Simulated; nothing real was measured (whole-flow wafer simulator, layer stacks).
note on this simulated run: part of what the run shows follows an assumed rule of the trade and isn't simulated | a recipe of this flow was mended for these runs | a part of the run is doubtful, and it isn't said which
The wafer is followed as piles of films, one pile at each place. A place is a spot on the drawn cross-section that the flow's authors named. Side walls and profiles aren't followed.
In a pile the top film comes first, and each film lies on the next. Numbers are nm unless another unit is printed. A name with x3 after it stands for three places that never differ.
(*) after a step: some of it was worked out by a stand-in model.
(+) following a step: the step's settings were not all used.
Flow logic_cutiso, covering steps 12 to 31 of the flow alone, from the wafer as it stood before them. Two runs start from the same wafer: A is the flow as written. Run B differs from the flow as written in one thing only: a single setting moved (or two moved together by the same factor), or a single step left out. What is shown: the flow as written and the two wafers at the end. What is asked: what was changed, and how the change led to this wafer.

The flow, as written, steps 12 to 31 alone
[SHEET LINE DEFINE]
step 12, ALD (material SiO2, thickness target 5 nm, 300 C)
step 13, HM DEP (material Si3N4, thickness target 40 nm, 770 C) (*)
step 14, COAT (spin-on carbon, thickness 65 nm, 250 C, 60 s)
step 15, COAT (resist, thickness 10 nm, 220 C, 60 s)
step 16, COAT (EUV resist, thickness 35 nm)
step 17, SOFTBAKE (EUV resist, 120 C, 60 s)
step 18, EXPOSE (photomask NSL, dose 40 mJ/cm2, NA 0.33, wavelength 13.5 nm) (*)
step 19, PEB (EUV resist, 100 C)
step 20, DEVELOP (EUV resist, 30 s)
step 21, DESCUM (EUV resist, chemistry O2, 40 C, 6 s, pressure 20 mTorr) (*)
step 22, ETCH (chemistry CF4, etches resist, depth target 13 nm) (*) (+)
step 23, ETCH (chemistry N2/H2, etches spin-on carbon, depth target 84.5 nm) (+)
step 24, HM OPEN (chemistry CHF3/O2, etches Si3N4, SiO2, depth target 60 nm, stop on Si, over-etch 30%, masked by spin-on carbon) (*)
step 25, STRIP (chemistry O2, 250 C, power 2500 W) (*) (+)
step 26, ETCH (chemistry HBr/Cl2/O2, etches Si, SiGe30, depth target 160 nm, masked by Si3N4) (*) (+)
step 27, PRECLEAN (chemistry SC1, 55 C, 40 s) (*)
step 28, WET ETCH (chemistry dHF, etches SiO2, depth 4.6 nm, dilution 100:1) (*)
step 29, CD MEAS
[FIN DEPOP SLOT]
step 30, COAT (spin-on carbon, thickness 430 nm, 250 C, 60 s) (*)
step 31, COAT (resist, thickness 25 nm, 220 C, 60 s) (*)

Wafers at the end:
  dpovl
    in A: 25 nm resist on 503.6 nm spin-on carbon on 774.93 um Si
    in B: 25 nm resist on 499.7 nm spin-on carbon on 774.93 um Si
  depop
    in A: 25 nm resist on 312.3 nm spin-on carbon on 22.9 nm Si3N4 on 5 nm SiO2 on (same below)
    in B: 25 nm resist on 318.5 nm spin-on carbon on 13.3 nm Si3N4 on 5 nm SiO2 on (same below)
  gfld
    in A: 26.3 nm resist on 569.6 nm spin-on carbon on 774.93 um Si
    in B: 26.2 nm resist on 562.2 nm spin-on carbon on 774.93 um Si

The reason: step 13, HM DEP: thickness target 30.4 nm was run, while the flow as written has thickness target 40 nm; step 23, ETCH: depth target 64.2 nm was run, where the flow has depth target 84.5 nm.

How this came from the change, step by step:
  step 13, HM DEP (material Si3N4, thickness target 40 nm, 770 C) (*)
      depop, dpovl, gfld and 19 more: A +40 Si3N4 (new film) | B +30.4 Si3N4 (new film)
  step 23, ETCH (chemistry N2/H2, etches spin-on carbon, depth target 84.5 nm) (+)
      dpovl, gfld, gxf, iso, isow, lnri, nsgap: A -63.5 spin-on carbon (all of it), -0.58 Si3N4 | B -63.5 spin-on carbon (all of it)
      depop, gl, glp and 12 more: A -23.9 EUV resist (all of it), -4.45 resist | B -23.9 EUV resist (all of it), -3.1 resist
  step 24, HM OPEN (chemistry CHF3/O2, etches Si3N4, SiO2, depth target 60 nm, stop on Si, over-etch 30%, masked by spin-on carbon) (*)
      depop, gl, glp and 12 more: A -5.55 resist (all of it), -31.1 spin-on carbon | B -6.9 resist (all of it), -21.5 spin-on carbon
      dpovl, gfld, gxf, iso, isow, lnri, nsgap: A -39.4 Si3N4 (all of it), -5 SiO2 (all of it), -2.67 Si | B -30.4 Si3N4 (all of it), -5 SiO2 (all of it), -2.12 Si
  step 25, STRIP (chemistry O2, 250 C, power 2500 W) (*) (+)
      depop, gl, glp and 12 more: A -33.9 spin-on carbon (all of it) | B -43.5 spin-on carbon (all of it)
